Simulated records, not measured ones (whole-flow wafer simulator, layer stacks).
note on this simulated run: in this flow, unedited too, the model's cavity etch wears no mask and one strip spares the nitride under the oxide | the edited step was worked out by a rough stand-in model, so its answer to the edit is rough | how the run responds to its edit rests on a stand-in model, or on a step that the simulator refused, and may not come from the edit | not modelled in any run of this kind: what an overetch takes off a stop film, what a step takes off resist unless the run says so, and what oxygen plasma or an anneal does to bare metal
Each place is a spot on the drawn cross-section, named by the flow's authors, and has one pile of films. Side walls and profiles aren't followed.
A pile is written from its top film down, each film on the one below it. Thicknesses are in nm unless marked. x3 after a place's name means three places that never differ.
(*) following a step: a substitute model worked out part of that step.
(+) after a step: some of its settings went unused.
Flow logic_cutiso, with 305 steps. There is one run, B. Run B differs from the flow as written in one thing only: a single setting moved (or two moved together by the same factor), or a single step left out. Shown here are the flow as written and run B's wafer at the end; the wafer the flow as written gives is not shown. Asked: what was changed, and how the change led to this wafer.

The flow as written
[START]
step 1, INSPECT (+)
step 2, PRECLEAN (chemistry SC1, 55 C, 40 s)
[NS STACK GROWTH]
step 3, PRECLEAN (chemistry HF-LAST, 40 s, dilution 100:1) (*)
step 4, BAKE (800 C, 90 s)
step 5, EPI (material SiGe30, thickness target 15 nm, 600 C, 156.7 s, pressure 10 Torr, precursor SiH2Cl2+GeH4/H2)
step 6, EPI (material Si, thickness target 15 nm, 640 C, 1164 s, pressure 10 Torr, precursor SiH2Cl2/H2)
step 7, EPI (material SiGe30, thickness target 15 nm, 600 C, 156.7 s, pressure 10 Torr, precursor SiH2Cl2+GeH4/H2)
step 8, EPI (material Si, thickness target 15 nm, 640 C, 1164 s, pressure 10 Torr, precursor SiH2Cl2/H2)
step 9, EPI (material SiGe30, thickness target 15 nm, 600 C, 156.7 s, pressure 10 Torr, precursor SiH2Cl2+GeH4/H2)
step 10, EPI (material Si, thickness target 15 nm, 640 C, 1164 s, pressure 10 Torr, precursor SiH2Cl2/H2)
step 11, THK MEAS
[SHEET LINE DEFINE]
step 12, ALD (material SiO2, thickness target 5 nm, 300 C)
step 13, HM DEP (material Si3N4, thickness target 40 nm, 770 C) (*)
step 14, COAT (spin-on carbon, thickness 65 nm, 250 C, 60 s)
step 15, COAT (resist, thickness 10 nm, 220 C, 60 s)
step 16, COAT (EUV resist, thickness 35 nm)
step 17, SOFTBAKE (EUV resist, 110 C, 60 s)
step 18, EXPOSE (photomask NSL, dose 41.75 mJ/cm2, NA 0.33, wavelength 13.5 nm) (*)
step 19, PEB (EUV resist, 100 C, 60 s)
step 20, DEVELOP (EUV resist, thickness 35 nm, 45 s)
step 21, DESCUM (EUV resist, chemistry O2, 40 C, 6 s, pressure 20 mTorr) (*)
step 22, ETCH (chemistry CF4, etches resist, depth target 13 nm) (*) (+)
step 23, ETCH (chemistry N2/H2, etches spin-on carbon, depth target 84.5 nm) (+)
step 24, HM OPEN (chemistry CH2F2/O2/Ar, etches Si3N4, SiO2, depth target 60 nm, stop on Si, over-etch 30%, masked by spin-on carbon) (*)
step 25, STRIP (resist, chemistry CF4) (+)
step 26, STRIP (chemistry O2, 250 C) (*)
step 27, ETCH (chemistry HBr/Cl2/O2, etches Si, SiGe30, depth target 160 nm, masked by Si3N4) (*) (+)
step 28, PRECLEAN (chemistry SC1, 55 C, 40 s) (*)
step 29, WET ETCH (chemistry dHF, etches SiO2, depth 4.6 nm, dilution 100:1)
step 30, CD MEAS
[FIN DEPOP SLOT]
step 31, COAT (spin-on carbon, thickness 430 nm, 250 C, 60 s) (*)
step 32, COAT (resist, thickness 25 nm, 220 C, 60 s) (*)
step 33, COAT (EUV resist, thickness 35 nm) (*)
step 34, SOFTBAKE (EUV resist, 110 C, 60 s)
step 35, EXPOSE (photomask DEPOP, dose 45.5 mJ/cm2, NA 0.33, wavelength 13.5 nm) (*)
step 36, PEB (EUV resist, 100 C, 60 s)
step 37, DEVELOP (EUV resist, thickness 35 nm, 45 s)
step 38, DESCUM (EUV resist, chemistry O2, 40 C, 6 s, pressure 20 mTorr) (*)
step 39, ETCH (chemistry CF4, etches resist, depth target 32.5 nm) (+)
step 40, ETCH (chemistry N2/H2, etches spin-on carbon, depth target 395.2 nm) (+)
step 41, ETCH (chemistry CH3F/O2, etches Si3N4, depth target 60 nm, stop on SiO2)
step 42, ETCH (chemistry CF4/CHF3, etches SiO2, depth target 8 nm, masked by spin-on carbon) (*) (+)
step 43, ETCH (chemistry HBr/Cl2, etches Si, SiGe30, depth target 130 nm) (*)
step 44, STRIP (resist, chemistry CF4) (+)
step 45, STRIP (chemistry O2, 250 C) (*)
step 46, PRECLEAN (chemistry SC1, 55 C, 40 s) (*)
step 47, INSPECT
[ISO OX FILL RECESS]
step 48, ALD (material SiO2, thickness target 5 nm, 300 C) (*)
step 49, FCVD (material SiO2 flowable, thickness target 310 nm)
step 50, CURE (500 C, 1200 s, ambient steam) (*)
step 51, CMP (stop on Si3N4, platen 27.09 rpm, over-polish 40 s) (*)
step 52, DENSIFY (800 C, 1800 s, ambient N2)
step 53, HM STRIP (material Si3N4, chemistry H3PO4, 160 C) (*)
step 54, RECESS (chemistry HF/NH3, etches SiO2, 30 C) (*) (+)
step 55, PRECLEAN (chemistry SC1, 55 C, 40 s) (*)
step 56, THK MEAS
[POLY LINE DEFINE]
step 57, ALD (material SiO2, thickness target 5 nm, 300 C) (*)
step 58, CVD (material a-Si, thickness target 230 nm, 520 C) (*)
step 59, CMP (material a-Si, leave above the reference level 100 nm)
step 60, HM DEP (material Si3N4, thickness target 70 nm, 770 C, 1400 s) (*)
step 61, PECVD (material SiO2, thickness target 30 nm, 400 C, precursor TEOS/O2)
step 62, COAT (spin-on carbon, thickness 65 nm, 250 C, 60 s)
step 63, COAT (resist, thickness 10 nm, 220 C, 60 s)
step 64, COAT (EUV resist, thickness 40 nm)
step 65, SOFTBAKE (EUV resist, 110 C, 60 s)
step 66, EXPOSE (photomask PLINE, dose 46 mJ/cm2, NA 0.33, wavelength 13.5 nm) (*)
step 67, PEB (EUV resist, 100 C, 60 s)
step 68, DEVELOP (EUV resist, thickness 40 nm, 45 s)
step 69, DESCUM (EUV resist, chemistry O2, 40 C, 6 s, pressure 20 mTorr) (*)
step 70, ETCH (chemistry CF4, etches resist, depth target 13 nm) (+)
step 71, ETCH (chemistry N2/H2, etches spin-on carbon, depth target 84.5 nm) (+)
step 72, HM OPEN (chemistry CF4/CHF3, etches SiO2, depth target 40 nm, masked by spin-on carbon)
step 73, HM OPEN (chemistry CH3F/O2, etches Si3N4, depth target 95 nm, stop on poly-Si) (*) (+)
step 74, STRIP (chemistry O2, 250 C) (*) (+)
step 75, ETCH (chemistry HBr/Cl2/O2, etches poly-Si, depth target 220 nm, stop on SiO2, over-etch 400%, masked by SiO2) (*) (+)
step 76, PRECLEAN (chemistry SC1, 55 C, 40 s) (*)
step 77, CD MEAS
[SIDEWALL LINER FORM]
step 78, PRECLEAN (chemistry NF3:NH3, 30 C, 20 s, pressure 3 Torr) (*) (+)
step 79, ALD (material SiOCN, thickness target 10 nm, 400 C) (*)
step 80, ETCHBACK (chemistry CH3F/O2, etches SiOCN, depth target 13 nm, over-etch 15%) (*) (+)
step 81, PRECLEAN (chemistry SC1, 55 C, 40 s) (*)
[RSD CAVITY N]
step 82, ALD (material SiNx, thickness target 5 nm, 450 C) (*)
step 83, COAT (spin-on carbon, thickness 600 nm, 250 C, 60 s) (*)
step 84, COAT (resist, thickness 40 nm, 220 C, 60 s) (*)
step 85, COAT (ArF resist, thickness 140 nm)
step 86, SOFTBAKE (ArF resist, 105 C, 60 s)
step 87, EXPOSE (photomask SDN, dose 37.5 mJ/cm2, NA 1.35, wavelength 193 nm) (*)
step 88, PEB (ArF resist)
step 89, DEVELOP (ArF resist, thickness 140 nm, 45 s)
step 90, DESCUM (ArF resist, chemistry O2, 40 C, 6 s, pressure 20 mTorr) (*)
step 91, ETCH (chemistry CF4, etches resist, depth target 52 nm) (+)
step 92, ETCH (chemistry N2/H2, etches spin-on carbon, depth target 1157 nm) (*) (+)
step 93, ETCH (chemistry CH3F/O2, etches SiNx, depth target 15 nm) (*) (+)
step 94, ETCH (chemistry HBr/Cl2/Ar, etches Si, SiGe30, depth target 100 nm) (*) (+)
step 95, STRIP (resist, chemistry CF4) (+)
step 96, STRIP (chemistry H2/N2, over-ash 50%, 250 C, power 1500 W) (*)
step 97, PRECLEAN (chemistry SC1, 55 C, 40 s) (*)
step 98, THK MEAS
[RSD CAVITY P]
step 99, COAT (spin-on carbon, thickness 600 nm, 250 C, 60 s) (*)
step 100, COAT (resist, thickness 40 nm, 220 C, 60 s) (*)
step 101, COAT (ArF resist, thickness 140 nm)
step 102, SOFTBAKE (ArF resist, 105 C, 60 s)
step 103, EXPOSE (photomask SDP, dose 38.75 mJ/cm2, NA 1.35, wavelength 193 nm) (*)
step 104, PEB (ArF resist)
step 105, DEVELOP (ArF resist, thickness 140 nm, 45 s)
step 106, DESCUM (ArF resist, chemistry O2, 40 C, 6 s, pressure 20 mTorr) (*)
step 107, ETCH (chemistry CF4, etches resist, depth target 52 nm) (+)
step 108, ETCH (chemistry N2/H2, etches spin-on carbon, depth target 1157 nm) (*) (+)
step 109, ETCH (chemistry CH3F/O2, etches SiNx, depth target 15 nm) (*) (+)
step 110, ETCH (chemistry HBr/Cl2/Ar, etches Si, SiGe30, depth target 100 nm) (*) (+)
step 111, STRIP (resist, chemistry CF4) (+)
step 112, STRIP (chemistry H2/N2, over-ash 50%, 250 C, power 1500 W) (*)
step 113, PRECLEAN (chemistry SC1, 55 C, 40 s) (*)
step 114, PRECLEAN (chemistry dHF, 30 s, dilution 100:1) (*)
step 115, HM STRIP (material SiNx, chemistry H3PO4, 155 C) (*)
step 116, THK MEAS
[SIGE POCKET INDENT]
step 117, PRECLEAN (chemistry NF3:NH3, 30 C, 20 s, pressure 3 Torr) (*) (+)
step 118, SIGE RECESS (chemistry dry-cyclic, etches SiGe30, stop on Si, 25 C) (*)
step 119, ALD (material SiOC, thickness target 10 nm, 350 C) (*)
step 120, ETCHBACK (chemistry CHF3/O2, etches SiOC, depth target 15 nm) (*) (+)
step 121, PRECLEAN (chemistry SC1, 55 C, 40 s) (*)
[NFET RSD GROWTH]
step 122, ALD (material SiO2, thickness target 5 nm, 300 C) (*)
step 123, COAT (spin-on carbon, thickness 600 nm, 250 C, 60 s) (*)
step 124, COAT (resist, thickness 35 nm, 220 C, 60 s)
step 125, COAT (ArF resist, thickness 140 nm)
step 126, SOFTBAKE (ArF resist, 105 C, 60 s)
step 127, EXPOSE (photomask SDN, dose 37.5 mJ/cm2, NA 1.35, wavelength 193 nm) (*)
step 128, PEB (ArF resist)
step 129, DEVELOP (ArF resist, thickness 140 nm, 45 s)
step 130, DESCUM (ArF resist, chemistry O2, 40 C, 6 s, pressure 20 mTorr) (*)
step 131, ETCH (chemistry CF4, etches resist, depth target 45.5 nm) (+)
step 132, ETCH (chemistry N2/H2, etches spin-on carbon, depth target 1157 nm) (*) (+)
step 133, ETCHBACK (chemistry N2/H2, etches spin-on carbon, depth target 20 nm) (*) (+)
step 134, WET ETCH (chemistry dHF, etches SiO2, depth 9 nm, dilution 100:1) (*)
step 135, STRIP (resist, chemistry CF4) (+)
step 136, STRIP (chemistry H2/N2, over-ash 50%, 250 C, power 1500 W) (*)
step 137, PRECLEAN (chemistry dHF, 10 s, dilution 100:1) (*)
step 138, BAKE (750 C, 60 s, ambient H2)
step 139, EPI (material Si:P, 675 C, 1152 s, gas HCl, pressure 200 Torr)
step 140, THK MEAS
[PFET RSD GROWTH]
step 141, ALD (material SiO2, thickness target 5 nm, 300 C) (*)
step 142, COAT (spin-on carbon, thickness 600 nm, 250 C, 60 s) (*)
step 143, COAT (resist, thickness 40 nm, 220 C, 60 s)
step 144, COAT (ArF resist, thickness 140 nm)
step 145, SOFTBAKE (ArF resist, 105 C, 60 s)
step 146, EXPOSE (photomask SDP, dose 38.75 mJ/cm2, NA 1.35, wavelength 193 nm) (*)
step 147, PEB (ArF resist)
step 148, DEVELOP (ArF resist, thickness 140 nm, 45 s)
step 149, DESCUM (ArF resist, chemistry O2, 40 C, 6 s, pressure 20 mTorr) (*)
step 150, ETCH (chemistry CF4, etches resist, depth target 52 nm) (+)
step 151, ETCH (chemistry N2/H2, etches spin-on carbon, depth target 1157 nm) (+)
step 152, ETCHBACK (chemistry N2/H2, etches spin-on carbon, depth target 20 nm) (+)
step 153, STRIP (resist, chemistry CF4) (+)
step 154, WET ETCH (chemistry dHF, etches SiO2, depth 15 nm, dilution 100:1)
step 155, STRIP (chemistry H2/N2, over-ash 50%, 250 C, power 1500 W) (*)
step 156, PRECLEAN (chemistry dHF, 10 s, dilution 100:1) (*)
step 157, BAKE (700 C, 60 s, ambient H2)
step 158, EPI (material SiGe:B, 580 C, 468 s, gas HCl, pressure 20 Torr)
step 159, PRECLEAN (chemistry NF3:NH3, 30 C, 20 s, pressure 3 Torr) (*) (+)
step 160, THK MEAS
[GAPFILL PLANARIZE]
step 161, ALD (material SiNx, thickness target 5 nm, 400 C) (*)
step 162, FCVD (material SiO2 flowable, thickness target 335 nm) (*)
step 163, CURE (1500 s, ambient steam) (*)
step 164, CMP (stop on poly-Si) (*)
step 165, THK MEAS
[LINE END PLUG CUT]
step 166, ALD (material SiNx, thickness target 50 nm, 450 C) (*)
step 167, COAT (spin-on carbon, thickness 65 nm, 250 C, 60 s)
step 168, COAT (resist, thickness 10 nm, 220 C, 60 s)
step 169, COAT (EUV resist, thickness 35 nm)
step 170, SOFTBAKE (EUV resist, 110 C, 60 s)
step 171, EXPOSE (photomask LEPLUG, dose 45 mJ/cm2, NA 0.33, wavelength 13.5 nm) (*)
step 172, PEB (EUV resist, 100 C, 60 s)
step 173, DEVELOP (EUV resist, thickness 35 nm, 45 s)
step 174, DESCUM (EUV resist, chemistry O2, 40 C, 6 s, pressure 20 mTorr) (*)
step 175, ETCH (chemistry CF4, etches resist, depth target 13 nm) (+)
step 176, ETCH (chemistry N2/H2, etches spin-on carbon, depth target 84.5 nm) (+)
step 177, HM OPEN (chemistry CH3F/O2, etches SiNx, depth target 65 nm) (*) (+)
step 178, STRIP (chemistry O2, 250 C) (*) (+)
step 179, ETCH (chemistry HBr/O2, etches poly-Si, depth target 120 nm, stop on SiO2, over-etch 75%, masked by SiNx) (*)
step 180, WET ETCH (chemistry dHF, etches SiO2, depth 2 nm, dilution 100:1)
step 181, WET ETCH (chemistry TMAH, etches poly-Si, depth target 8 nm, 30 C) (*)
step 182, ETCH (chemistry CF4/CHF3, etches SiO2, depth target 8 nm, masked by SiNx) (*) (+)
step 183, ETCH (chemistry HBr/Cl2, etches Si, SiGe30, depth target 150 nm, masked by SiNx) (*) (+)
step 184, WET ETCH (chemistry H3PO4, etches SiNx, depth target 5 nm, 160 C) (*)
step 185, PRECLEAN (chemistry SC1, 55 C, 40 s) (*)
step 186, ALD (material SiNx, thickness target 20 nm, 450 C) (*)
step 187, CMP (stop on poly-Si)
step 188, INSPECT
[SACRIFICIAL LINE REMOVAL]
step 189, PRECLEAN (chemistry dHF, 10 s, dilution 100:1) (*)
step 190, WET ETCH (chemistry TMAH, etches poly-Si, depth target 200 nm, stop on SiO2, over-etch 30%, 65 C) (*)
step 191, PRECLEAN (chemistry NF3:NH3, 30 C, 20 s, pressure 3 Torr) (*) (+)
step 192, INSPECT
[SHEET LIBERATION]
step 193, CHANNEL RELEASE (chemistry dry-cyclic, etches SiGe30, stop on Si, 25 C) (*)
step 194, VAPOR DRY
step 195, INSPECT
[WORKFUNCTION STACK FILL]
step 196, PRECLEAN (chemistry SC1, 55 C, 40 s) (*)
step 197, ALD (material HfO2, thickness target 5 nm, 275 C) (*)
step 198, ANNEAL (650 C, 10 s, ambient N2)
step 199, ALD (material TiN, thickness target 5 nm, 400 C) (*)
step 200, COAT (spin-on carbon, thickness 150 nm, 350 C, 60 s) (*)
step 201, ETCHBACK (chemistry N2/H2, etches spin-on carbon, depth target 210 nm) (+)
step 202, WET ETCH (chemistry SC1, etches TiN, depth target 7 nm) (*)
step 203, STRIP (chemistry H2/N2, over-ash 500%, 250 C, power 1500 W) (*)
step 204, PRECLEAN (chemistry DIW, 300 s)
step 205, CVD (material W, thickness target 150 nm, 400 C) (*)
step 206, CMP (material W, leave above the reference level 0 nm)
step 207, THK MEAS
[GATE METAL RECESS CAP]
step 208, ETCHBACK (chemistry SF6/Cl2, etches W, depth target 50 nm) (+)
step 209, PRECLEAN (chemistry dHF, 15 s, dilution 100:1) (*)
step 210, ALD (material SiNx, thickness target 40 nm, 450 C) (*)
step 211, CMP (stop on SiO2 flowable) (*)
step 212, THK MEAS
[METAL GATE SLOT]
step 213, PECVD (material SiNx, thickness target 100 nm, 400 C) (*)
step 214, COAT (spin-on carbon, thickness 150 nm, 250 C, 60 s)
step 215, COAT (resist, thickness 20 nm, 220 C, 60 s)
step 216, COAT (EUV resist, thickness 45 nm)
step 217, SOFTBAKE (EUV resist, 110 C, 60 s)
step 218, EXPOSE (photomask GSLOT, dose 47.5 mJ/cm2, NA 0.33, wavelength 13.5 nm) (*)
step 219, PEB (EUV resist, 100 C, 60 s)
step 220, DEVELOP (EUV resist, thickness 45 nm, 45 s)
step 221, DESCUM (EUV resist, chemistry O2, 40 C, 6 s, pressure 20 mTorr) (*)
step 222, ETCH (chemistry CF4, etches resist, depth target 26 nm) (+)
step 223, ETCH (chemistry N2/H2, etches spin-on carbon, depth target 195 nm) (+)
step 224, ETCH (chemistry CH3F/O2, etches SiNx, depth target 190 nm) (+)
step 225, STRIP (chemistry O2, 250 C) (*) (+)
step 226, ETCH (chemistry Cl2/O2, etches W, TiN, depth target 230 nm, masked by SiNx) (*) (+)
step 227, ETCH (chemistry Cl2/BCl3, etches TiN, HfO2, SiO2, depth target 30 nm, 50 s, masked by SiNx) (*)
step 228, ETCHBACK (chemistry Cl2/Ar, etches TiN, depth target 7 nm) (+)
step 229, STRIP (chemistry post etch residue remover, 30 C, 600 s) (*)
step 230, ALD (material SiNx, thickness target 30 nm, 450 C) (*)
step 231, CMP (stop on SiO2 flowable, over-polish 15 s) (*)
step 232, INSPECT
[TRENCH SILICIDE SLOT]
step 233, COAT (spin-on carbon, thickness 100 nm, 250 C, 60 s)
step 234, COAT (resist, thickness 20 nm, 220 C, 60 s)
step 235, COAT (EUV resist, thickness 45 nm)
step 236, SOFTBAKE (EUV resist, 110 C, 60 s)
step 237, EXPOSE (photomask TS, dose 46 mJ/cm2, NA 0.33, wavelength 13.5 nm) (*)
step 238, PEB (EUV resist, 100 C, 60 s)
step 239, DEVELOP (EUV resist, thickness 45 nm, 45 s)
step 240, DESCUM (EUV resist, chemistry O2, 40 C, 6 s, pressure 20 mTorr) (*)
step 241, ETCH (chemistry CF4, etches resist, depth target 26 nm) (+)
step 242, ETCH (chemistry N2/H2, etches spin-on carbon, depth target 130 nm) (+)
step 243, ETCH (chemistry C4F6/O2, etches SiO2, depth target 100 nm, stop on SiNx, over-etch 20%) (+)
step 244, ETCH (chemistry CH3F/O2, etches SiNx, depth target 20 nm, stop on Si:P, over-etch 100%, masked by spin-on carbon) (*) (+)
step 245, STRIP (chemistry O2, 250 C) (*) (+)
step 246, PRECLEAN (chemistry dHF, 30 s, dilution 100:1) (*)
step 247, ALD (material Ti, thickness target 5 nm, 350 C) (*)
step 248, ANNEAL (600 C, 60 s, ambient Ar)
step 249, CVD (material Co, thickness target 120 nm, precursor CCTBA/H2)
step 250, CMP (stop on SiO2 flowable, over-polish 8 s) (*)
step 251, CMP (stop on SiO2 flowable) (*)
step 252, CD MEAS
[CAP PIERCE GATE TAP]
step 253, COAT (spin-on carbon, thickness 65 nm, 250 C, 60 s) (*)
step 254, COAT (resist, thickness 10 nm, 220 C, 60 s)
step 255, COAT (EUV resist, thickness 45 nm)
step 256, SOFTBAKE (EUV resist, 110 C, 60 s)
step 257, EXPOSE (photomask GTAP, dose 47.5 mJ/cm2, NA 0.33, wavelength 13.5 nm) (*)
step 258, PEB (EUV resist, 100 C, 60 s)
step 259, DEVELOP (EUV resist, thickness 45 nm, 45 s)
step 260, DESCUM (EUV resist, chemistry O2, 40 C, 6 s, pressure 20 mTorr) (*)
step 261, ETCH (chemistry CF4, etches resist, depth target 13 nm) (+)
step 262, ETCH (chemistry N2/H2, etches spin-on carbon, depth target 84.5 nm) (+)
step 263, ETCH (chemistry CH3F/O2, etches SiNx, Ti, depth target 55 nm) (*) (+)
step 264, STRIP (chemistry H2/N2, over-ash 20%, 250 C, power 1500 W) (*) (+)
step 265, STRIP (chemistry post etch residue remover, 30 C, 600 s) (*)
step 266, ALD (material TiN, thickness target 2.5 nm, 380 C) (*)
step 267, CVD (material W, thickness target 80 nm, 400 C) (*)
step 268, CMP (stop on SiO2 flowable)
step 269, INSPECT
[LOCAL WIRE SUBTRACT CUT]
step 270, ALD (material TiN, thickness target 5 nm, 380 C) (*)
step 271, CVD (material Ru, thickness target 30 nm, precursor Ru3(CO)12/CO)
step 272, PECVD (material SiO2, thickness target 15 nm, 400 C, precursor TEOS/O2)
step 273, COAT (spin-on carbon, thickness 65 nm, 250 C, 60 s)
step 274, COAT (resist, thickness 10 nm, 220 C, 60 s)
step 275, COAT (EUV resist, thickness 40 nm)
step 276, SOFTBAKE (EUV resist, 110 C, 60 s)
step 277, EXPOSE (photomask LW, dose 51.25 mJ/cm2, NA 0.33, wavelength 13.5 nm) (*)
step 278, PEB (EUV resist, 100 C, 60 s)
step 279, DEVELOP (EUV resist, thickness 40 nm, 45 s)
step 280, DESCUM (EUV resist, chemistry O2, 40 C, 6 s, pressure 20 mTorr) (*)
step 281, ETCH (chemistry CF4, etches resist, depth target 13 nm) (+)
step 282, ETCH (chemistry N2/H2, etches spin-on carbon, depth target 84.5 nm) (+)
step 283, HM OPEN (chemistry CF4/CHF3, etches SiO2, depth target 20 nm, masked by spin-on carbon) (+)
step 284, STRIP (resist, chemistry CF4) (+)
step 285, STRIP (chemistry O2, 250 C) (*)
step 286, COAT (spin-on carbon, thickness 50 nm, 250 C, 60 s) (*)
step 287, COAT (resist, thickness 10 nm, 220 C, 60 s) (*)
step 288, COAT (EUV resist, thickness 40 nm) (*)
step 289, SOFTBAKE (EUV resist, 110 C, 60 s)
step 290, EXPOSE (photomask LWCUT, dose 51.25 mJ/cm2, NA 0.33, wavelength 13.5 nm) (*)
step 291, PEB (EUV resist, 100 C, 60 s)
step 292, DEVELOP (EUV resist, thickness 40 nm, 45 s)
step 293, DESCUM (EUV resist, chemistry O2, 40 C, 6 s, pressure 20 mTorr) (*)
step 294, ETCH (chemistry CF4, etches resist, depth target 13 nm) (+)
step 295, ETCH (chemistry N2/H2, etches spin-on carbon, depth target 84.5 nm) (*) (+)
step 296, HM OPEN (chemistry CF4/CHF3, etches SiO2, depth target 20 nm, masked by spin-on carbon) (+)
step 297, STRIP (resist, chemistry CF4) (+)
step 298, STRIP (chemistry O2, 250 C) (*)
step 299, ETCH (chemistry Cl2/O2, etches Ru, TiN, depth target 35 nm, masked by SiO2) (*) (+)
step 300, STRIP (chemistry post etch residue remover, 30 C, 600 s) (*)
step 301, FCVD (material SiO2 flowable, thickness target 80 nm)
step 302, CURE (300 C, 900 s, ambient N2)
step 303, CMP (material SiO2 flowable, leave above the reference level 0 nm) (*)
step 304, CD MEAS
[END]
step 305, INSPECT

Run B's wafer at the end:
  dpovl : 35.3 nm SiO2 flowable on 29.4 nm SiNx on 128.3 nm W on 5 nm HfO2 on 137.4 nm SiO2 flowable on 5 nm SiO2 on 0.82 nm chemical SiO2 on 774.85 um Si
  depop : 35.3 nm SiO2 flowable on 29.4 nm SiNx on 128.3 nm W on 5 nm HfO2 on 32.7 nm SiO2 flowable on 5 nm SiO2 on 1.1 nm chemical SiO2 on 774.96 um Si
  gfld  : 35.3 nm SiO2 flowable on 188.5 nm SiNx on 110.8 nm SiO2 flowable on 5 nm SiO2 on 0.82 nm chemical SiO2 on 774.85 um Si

What caused this: step 27, ETCH: depth target 232 nm was run, while the flow as written has depth target 160 nm.

Step by step, how the change led to this:
  step 27, ETCH (chemistry HBr/Cl2/O2, etches Si, SiGe30, depth target 160 nm, masked by Si3N4) (*) (+)
      depop, gl, glp and 12 more: Si3N4 loses 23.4 (as written it would have been: Si3N4 loses 16.8)
      gfld, gxf, iso, lnri: chemical SiO2 loses 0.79 (all of it), Si loses 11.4 (all of it), SiGe30 loses 15 (all of it), Si loses 15 (all of it), SiGe30 loses 15 (all of it), Si loses 15 (all of it), SiGe30 loses 15 (all of it), Si loses 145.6 (as written it would have been: chemical SiO2 loses 0.79 (all of it), Si loses 11.4 (all of it), SiGe30 loses 15 (all of it), Si loses 15 (all of it), SiGe30 loses 15 (all of it), Si loses 15 (all of it), SiGe30 loses 15 (all of it), Si loses 73.6)
      (also at 3 further places)
  step 31, COAT (spin-on carbon, thickness 430 nm, 250 C, 60 s) (*)
      depop, ns: spin-on carbon gains 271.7 (new film) (as written it would have been: spin-on carbon gains 312 (new film))
      dpovl, nsgap: spin-on carbon gains 528.9 (new film) (as written it would have been: spin-on carbon gains 503.7 (new film))
      (also at 18 further places)
  step 40, ETCH (chemistry N2/H2, etches spin-on carbon, depth target 395.2 nm) (+)
      depop: spin-on carbon loses 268 (all of it), Si3N4 loses 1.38 (as written it would have been: spin-on carbon loses 308.2 (all of it), Si3N4 loses 0.95)
  step 41, ETCH (chemistry CH3F/O2, etches Si3N4, depth target 60 nm, stop on SiO2)
      gfld, gl, glp and 17 more: resist loses 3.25 (as written it would have been: resist loses 4.65)
      depop: Si3N4 loses 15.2 (all of it), SiO2 loses 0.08 (as written it would have been: Si3N4 loses 22.2 (all of it), SiO2 loses 0.08)
      (also at 1 further place)
  step 42, ETCH (chemistry CF4/CHF3, etches SiO2, depth target 8 nm, masked by spin-on carbon) (*) (+)
      gl: resist loses 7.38 (as written it would have been: resist loses 6.54 (all of it), spin-on carbon loses 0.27)
      gxf: resist loses 7.38 (as written it would have been: resist loses 7.42 (all of it))
      (also at 16 further places)
  step 43, ETCH (chemistry HBr/Cl2, etches Si, SiGe30, depth target 130 nm) (*)
      isow, ns: resist loses 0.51 (all of it), spin-on carbon loses 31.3 (as written it would have been: spin-on carbon loses 32)
      gl: resist loses 0.58 (all of it), spin-on carbon loses 31.2 (as written it would have been: spin-on carbon loses 32)
      (also at 9 further places)
  step 45, STRIP (chemistry O2, 250 C) (*)
      gfld, lnri: chemical SiO2 gains 0.83 (new film), spin-on carbon loses 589 (all of it), Si loses 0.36 (as written it would have been: chemical SiO2 gains 0.82 (new film), spin-on carbon loses 538.7 (all of it), Si loses 0.36)
      glp, tap: spin-on carbon loses 331 (all of it) (as written it would have been: spin-on carbon loses 347.6 (all of it))
      (also at 17 further places)
  step 49, FCVD (material SiO2 flowable, thickness target 310 nm)
      gl, glp, gxn and 10 more: SiO2 flowable gains 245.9 (new film) (as written it would have been: SiO2 flowable gains 262.2 (new film))
      gfld, gxf, iso, lnri: SiO2 flowable gains 503 (new film) (as written it would have been: SiO2 flowable gains 453.9 (new film))
      (also at 5 further places)
  step 50, CURE (500 C, 1200 s, ambient steam) (*)
      depop, dpovl: SiO2 flowable loses 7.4 (as written it would have been: SiO2 flowable loses 7.92)
      lnrt: SiO2 flowable loses 7.47 (as written it would have been: SiO2 flowable loses 7.98)
  step 51, CMP (stop on Si3N4, platen 27.09 rpm, over-polish 40 s) (*)
      lnrt, rsdn, tap: SiO2 flowable loses 238.4 (all of it), SiO2 loses 5 (all of it), Si3N4 loses 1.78 (as written it would have been: SiO2 flowable loses 254.2 (all of it), SiO2 loses 5 (all of it), Si3N4 loses 1.78)
      dpovl, isow: SiO2 flowable loses 170.2 (as written it would have been: SiO2 flowable loses 200.4)
      (also at 17 further places)
  step 52, DENSIFY (800 C, 1800 s, ambient N2)
      gfld, gxf, iso, lnri: SiO2 flowable loses 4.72 (as written it would have been: SiO2 flowable loses 3.15)
      dpovl: SiO2 flowable loses 3.54 (as written it would have been: SiO2 flowable loses 2.82)
      (also at 2 further places)
  step 53, HM STRIP (material Si3N4, chemistry H3PO4, 160 C) (*)
      gl, glp, gxn and 11 more: Si3N4 loses 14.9 (all of it), SiO2 loses 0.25 (as written it would have been: Si3N4 loses 21.4 (all of it), SiO2 loses 0.36)
      depop, dpovl, gfld, gxf, iso, isow, lnri, nsgap: SiO2 flowable loses 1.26 (as written it would have been: SiO2 flowable loses 1.82)
  step 54, RECESS (chemistry HF/NH3, etches SiO2, 30 C) (*) (+)
      gfld, gxf, iso, lnri: SiO2 flowable loses 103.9 (as written it would have been: SiO2 flowable loses 111.4)
      depop: SiO2 flowable loses 106 (as written it would have been: SiO2 flowable loses 111.9)
      (also at 3 further places)
